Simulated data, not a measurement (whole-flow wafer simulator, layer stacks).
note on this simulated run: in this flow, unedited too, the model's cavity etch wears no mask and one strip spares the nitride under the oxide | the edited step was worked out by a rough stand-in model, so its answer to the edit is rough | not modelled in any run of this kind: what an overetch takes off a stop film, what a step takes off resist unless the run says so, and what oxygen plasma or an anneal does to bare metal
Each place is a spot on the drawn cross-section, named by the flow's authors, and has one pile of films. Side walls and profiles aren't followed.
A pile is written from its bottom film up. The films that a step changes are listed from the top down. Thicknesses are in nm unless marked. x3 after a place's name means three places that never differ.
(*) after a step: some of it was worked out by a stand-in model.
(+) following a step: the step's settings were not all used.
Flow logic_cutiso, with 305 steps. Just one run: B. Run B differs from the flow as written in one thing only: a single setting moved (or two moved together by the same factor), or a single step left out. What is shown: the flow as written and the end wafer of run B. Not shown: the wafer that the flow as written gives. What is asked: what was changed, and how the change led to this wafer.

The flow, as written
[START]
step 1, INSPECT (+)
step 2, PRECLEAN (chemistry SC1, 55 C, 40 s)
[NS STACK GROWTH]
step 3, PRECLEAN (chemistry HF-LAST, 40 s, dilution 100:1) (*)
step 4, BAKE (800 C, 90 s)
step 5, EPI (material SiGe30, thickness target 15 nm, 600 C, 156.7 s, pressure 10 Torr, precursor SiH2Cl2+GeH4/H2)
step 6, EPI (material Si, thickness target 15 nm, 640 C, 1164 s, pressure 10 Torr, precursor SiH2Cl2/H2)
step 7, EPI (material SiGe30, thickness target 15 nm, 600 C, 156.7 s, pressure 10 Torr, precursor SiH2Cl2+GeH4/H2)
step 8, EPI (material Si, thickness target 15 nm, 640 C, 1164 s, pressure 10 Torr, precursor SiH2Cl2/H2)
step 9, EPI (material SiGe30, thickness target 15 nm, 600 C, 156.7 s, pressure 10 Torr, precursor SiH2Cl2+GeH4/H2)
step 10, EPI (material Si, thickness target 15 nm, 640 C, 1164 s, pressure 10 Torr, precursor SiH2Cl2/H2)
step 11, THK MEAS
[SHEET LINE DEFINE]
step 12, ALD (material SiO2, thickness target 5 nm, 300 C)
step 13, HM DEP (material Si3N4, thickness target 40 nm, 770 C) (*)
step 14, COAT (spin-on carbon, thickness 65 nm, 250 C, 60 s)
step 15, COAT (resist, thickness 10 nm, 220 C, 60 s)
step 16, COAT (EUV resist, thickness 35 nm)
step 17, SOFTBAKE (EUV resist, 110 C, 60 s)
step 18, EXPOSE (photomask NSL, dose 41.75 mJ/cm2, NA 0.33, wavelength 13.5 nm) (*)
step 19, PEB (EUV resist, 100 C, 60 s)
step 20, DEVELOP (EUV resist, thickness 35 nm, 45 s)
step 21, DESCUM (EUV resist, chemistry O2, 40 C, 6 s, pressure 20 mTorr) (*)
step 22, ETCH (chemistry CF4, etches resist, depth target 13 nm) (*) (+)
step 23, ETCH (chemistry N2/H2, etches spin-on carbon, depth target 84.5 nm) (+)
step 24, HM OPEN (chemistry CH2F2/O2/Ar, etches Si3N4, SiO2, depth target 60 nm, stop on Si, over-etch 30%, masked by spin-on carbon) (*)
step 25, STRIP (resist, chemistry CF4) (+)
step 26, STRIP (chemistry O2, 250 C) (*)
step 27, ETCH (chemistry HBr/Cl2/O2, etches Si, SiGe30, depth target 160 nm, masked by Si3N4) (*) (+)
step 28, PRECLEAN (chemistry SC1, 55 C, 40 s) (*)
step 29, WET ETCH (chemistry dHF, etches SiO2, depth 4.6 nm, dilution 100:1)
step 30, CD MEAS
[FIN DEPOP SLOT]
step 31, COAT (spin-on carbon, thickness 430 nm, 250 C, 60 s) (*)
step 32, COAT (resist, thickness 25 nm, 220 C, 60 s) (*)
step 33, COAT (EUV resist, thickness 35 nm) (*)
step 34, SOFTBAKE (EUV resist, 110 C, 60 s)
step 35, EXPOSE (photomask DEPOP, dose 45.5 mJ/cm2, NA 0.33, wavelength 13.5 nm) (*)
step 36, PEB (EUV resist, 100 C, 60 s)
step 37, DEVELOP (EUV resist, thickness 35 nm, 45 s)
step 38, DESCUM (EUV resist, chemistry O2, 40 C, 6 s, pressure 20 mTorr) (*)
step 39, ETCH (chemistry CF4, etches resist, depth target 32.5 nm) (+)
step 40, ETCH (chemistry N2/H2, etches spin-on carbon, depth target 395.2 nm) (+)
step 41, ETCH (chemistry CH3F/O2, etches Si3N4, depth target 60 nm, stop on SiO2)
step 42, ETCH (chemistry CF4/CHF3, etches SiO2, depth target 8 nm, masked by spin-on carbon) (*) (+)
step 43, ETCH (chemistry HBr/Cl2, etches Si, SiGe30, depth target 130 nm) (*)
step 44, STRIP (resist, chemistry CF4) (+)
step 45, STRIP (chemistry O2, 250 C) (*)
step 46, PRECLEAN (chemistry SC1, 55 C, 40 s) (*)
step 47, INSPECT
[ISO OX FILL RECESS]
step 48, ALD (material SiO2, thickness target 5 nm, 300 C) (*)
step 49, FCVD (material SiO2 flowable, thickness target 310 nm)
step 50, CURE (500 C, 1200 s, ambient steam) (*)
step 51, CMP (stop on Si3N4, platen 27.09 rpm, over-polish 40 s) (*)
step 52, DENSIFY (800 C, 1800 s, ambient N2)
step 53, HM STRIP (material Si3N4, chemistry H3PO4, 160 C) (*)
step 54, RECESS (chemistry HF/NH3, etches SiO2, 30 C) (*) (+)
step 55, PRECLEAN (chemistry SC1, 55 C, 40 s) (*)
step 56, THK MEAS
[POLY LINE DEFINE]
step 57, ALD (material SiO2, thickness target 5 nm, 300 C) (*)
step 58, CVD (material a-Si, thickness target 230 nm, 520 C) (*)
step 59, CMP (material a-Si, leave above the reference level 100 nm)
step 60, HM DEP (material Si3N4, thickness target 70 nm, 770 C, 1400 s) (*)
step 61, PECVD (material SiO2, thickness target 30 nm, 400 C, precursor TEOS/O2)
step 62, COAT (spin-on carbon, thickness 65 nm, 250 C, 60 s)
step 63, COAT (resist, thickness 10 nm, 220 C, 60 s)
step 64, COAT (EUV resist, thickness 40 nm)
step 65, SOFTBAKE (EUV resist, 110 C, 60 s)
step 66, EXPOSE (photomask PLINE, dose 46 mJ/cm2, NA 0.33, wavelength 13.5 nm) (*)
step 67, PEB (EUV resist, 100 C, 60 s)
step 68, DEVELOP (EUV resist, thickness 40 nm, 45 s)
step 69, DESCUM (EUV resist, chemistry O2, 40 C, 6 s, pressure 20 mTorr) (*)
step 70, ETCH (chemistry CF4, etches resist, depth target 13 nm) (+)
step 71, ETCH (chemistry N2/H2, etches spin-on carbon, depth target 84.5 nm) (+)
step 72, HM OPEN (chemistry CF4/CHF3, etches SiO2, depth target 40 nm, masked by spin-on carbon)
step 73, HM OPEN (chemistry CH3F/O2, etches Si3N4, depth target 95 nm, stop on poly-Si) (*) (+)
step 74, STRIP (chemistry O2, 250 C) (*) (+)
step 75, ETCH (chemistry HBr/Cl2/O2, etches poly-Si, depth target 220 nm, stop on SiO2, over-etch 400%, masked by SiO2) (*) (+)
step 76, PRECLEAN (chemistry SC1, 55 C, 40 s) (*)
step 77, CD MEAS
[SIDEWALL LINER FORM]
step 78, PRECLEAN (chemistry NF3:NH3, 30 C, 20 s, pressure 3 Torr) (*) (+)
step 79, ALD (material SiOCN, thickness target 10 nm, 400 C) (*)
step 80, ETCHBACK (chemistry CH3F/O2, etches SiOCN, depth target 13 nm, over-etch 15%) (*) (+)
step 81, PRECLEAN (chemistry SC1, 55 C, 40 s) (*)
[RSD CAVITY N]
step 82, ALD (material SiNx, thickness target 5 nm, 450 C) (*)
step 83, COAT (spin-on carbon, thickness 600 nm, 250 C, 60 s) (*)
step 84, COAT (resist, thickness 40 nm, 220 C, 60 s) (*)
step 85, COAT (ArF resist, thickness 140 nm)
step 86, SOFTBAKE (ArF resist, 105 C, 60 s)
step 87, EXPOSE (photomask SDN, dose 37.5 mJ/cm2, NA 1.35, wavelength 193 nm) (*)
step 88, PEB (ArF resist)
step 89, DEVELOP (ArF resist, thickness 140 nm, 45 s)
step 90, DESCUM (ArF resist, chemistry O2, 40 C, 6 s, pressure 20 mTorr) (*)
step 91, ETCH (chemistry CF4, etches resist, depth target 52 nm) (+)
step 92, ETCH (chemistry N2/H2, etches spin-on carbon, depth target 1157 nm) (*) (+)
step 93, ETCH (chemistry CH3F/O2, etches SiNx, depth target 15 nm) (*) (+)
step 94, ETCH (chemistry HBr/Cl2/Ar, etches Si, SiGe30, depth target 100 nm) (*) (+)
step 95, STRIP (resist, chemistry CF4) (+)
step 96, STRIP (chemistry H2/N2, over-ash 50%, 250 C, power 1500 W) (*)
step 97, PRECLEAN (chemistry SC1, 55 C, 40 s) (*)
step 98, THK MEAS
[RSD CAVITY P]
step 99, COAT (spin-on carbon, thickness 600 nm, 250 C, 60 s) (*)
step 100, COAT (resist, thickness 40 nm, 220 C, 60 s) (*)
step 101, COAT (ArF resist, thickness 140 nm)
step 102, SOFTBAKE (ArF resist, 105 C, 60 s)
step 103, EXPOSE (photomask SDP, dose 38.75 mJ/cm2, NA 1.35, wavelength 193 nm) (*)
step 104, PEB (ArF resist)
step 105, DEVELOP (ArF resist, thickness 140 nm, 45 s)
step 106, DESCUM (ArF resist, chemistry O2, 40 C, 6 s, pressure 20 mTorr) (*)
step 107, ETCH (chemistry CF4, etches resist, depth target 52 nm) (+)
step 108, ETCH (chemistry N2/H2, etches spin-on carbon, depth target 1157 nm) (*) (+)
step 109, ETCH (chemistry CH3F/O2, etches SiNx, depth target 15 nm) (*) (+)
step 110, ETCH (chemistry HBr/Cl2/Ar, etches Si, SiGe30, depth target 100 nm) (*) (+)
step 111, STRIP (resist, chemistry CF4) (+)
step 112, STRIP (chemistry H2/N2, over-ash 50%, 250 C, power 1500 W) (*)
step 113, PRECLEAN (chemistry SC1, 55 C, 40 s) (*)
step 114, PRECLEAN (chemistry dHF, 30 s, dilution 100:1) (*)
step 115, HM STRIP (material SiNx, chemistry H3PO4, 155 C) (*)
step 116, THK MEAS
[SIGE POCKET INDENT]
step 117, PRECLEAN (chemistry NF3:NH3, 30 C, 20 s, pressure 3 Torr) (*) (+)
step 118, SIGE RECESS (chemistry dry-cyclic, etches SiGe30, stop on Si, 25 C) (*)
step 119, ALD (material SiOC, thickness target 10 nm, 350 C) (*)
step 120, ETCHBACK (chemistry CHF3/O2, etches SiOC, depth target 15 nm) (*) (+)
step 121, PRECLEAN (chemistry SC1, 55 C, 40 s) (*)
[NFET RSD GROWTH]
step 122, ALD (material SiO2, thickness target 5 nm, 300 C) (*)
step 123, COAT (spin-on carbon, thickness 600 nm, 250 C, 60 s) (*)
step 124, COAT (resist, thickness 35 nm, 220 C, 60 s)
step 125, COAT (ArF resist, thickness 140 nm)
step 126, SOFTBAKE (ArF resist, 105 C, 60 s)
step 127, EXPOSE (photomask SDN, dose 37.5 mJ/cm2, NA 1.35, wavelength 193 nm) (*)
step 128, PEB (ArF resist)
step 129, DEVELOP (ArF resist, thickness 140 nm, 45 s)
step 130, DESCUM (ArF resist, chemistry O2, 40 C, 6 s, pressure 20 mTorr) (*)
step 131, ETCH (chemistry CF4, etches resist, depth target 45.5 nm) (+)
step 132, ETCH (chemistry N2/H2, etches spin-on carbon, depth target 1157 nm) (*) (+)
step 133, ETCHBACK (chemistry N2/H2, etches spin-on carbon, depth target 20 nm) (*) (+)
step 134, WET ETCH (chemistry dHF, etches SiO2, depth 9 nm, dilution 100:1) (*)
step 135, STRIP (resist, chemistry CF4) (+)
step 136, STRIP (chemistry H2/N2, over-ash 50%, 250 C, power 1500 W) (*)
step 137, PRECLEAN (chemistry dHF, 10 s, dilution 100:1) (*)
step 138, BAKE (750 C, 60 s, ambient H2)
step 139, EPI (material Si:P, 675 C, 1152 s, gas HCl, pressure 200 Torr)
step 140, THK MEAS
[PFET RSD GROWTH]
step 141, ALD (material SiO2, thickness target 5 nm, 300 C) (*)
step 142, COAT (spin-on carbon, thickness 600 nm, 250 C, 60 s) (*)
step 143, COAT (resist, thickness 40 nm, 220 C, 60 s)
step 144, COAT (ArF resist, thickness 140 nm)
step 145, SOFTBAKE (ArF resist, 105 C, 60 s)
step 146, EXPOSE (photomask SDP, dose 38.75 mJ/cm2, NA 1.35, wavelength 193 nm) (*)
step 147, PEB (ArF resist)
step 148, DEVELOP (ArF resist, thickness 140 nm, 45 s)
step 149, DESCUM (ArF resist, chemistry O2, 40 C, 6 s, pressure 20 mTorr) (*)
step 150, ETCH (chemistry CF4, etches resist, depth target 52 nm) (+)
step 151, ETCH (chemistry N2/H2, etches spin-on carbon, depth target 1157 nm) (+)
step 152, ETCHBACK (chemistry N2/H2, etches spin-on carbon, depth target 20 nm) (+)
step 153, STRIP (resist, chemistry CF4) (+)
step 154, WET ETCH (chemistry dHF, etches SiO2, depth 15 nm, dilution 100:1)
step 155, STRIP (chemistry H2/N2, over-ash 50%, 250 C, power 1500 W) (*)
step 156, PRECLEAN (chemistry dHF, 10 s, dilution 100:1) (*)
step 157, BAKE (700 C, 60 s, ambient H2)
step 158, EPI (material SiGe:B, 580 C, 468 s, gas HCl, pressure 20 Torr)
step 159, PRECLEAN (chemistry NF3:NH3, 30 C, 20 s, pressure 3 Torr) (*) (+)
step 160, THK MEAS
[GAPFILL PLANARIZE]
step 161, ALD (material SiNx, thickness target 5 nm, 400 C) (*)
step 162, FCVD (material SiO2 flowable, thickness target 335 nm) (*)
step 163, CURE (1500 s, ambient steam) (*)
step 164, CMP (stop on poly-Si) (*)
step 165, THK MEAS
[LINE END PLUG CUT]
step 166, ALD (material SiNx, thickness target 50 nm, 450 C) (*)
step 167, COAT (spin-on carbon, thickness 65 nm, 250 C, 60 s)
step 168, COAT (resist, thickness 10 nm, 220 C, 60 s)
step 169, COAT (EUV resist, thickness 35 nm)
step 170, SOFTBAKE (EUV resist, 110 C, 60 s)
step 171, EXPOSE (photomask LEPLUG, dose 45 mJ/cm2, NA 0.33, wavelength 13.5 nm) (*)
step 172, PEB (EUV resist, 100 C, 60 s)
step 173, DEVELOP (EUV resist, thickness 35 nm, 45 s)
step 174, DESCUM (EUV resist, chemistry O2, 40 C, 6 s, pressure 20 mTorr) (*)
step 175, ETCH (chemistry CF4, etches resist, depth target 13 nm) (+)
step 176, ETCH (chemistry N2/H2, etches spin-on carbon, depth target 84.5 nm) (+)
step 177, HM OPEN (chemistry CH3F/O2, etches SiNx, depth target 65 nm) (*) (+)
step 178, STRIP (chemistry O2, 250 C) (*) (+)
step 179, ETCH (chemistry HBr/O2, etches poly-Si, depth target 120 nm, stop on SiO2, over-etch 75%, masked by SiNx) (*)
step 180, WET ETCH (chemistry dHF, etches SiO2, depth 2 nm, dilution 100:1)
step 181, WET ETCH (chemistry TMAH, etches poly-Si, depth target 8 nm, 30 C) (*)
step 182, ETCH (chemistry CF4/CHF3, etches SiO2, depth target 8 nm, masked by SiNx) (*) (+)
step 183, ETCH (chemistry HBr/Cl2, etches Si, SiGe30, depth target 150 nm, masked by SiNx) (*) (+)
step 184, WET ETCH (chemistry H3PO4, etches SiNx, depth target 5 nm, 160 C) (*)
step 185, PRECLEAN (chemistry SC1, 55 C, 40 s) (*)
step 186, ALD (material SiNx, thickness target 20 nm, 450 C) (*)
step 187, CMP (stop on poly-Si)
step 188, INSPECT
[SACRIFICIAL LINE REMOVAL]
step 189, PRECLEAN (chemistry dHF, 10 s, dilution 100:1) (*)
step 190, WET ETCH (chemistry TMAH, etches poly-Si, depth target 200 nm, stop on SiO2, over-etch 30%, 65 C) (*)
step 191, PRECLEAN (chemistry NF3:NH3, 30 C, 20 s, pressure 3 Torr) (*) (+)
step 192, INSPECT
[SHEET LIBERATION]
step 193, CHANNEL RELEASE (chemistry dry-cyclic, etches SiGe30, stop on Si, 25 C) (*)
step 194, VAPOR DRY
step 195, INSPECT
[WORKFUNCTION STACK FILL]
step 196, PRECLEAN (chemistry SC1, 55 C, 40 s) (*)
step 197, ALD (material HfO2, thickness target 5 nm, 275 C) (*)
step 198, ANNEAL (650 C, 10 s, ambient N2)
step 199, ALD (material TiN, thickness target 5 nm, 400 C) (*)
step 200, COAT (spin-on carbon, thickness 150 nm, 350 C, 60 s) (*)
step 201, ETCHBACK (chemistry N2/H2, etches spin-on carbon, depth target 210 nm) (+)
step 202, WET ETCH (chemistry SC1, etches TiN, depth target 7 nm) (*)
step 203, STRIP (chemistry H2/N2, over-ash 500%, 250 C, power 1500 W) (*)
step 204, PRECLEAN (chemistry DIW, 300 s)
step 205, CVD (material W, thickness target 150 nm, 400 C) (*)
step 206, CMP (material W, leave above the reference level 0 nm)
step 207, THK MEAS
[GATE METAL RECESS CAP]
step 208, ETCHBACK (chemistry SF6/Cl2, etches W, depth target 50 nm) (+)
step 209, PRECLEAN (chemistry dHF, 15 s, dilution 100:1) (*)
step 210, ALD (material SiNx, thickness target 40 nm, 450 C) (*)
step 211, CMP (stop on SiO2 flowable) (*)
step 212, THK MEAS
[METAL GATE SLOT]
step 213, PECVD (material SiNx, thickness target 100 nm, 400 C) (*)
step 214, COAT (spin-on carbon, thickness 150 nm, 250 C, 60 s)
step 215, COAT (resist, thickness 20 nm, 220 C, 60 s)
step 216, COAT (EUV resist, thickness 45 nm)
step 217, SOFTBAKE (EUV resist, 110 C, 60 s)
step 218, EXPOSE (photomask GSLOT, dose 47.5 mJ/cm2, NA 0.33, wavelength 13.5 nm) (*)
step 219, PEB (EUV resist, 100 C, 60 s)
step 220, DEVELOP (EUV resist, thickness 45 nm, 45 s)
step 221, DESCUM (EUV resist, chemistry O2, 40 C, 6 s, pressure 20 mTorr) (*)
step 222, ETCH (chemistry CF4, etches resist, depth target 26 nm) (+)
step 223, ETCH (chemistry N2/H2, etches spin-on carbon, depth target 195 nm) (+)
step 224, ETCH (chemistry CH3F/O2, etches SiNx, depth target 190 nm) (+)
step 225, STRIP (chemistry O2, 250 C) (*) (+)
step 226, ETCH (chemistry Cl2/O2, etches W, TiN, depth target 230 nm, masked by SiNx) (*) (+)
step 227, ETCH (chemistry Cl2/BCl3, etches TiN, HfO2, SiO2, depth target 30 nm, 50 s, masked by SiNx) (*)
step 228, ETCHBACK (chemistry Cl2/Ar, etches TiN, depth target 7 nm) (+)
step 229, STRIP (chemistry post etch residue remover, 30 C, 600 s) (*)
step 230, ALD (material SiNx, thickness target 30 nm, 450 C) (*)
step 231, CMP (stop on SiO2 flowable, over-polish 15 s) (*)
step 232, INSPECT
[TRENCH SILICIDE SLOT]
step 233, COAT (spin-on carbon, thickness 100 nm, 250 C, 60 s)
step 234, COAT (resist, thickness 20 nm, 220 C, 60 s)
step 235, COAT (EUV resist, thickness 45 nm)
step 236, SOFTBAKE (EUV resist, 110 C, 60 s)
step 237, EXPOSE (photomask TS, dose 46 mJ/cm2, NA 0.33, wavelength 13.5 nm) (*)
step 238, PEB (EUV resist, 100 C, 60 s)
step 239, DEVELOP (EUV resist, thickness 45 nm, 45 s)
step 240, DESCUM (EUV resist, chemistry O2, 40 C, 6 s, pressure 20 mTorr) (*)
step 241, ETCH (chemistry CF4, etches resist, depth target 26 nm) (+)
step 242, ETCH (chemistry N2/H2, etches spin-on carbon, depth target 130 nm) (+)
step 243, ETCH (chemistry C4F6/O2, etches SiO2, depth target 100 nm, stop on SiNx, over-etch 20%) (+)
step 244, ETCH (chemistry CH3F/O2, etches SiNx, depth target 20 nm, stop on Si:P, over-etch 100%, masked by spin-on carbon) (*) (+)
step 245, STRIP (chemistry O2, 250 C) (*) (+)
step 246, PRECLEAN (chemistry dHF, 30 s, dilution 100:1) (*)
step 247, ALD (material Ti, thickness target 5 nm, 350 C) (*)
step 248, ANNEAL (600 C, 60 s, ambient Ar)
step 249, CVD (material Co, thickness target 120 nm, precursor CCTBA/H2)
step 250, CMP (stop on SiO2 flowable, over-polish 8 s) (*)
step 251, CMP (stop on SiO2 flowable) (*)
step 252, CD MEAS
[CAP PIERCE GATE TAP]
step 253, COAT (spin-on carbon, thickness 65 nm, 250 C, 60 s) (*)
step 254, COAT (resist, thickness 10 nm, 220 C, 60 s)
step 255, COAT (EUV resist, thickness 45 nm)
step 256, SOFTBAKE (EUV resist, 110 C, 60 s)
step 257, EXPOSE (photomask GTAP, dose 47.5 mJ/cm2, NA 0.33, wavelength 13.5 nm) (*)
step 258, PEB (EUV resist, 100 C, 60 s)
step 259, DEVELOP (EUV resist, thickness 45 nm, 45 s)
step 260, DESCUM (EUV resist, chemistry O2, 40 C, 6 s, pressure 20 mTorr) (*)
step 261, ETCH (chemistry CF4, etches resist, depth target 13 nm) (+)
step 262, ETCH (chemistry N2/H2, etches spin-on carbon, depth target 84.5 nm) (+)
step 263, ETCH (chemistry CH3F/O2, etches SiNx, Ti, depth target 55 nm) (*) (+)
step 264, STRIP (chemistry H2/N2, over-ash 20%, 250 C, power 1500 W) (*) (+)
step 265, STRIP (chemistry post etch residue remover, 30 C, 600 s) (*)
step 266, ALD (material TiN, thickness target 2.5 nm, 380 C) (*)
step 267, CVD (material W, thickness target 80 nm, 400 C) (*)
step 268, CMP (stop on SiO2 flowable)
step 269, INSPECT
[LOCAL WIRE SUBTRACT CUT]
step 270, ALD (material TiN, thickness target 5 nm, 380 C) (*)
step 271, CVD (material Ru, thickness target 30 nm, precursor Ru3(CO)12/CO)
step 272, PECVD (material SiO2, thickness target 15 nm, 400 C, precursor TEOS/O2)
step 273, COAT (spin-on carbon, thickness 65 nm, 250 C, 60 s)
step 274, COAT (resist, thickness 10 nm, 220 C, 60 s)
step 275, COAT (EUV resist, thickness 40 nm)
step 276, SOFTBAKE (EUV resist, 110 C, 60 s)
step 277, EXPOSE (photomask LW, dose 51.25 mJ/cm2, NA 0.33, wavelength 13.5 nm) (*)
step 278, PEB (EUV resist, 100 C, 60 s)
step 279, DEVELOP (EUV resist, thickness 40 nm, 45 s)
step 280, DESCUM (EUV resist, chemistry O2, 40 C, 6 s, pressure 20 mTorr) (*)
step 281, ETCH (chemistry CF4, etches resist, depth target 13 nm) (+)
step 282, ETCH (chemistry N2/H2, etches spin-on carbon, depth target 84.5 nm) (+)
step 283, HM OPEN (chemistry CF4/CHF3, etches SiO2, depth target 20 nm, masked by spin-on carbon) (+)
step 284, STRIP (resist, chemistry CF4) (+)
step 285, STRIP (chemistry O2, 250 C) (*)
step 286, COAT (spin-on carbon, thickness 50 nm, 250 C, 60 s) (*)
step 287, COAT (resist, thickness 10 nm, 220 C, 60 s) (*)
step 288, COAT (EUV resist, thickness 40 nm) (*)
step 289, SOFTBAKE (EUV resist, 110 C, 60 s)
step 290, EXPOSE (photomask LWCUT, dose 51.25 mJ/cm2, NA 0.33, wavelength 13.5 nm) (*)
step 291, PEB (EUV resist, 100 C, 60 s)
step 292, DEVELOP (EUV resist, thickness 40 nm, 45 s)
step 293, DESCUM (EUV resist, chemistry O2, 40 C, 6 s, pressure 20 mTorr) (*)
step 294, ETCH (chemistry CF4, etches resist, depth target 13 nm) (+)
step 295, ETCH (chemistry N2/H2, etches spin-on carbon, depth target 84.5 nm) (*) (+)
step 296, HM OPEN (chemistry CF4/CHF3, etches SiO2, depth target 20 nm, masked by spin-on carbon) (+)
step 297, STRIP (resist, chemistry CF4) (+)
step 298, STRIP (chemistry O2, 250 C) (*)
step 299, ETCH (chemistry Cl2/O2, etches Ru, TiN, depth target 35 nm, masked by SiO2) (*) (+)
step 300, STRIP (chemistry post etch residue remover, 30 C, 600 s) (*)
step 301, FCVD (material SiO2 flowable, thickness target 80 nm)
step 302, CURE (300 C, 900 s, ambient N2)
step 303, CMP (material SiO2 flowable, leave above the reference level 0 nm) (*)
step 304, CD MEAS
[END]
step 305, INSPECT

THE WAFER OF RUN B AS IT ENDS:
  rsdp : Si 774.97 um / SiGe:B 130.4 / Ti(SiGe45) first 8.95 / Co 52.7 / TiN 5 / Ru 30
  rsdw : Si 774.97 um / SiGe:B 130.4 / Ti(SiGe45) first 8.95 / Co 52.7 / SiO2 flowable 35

What caused this: step 110, ETCH: depth target 120 nm was run, while the flow as written has depth target 100 nm.

How this came from the change, step by step:
  step 110, ETCH (chemistry HBr/Cl2/Ar, etches Si, SiGe30, depth target 100 nm) (*) (+)
      rsdp, rsdw: chemical SiO2 loses 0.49 (all of it), Si loses 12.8 (all of it), SiGe30 loses 15 (all of it), Si loses 15 (all of it), SiGe30 loses 15 (all of it), Si loses 15 (all of it), SiGe30 loses 15 (all of it), Si loses 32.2 (it would be, as written: chemical SiO2 loses 0.49 (all of it), Si loses 12.8 (all of it), SiGe30 loses 15 (all of it), Si loses 15 (all of it), SiGe30 loses 15 (all of it), Si loses 15 (all of it), SiGe30 loses 15 (all of it), Si loses 12.2)
  step 123, COAT (spin-on carbon, thickness 600 nm, 250 C, 60 s) (*)
      rsdp, rsdw: spin-on carbon gains 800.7 (new film) (it would be, as written: spin-on carbon gains 783.2 (new film))
  step 136, STRIP (chemistry H2/N2, over-ash 50%, 250 C, power 1500 W) (*)
      rsdp, rsdw: spin-on carbon loses 800.7 (all of it) (it would be, as written: spin-on carbon loses 783.2 (all of it))
  step 142, COAT (spin-on carbon, thickness 600 nm, 250 C, 60 s) (*)
      rsdp: spin-on carbon gains 824.8 (new film) (it would be, as written: spin-on carbon gains 806.8 (new film))
      rsdw: spin-on carbon gains 824.8 (new film) (it would be, as written: spin-on carbon gains 806.7 (new film))
  step 151, ETCH (chemistry N2/H2, etches spin-on carbon, depth target 1157 nm) (+)
      depop, dpovl, gfld and 14 more: ArF resist loses 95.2 (all of it), resist loses 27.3 (it would be, as written: ArF resist loses 95.2 (all of it), resist loses 26.7)
      rsdp, rsdw: spin-on carbon loses 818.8 (all of it) (it would be, as written: spin-on carbon loses 800.8 (all of it))
  step 153, STRIP (resist, chemistry CF4) (+)
      depop, dpovl, gfld and 7 more: resist loses 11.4 (all of it) (it would be, as written: resist loses 12 (all of it))
      gl, gxf, gxn, lnrt, rsdn, rsdx, tap: resist loses 11.3 (all of it) (it would be, as written: resist loses 12 (all of it))
  step 158, EPI (material SiGe:B, 580 C, 468 s, gas HCl, pressure 20 Torr)
      rsdp, rsdw: SiGe:B gains 136.8 (new film) (it would be, as written: SiGe:B gains 116.8 (new film))
